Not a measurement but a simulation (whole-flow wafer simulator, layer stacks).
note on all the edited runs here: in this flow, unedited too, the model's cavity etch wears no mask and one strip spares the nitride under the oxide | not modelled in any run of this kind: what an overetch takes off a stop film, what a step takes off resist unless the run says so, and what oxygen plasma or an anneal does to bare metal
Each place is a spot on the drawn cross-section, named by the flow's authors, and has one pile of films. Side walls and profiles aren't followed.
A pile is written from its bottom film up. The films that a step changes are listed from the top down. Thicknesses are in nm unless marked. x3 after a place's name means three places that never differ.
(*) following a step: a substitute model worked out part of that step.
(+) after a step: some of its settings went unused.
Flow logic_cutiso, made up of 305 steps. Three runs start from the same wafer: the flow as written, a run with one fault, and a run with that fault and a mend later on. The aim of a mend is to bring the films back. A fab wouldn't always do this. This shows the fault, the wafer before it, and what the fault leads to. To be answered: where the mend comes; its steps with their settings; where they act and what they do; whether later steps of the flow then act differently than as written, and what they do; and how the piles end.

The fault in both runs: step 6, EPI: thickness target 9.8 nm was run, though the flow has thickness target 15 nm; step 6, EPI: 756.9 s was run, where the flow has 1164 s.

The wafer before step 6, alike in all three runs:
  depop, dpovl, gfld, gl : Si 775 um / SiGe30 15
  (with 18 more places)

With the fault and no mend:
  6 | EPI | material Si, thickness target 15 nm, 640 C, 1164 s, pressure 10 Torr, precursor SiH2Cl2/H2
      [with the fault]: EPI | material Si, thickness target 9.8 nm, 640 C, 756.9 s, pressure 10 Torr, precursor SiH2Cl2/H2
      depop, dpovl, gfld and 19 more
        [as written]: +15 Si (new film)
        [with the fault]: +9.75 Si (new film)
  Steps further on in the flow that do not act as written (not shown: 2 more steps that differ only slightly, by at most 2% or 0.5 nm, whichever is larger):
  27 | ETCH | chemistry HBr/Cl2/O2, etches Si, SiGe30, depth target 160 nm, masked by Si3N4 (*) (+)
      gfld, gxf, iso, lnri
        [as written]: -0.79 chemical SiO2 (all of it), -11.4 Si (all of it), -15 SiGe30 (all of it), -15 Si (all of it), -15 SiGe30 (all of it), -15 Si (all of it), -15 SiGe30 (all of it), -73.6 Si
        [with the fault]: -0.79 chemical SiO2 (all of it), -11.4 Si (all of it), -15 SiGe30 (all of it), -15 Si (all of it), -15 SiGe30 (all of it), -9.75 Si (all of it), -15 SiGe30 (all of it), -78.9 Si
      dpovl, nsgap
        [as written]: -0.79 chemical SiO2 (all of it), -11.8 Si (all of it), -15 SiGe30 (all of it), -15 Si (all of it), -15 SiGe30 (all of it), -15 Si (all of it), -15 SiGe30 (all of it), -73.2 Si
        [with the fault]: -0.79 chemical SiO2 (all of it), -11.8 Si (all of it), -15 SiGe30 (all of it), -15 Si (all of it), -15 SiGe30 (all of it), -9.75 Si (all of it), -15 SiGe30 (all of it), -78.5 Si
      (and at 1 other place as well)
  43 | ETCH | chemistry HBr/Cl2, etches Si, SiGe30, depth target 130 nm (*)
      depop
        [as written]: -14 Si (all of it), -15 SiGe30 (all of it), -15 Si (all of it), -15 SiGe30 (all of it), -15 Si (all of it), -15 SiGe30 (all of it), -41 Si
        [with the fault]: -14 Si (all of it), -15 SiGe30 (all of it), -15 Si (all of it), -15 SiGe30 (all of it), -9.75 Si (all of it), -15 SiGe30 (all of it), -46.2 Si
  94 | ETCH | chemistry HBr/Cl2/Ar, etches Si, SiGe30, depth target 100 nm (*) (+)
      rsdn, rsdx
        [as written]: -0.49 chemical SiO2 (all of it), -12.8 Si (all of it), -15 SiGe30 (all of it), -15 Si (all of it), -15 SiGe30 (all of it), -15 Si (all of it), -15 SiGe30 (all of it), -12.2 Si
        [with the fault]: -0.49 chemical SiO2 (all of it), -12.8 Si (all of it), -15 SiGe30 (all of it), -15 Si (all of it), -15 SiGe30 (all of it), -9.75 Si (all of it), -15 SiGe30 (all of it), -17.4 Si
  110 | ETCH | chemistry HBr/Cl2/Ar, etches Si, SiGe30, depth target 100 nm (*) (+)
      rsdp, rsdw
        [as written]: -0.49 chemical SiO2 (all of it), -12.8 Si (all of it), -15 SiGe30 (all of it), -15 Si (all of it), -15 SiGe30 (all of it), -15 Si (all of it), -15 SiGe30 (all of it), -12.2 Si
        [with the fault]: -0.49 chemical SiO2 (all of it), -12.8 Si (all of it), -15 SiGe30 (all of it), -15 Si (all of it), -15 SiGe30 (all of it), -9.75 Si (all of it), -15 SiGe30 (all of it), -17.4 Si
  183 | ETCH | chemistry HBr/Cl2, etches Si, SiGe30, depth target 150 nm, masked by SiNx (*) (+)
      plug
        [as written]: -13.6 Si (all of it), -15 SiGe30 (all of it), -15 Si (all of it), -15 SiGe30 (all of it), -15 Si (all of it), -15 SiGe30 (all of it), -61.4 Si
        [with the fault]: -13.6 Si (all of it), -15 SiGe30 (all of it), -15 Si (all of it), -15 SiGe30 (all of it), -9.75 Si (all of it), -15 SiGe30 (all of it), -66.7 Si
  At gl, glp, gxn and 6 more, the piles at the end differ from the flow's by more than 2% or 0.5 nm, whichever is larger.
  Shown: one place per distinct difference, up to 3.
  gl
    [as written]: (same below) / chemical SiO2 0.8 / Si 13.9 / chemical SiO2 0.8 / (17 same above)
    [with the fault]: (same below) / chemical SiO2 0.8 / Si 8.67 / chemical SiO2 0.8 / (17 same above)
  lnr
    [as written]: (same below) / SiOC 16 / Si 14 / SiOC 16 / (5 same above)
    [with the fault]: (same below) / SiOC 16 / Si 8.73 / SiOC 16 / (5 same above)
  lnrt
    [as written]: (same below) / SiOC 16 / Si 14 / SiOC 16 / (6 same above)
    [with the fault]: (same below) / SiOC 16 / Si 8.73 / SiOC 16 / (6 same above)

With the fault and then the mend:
  The mend stands after step 6.
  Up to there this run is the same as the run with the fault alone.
  6a | EPI | material Si, thickness target 5.2 nm, 640 C, 403.7 s, pressure 10 Torr, precursor SiH2Cl2/H2 (the flow's step 6, run once more with other settings)
      depop, dpovl, gfld and 19 more
        +5.2 Si
  None of the later steps of the flow differs from how it acts as written, at any place that is followed, by more than 2% or 0.5 nm, whichever is larger.
  When the end is reached, the piles differ only a little from the flow's at the places that both follow, at most by 2% or 0.5 nm, whichever is larger.
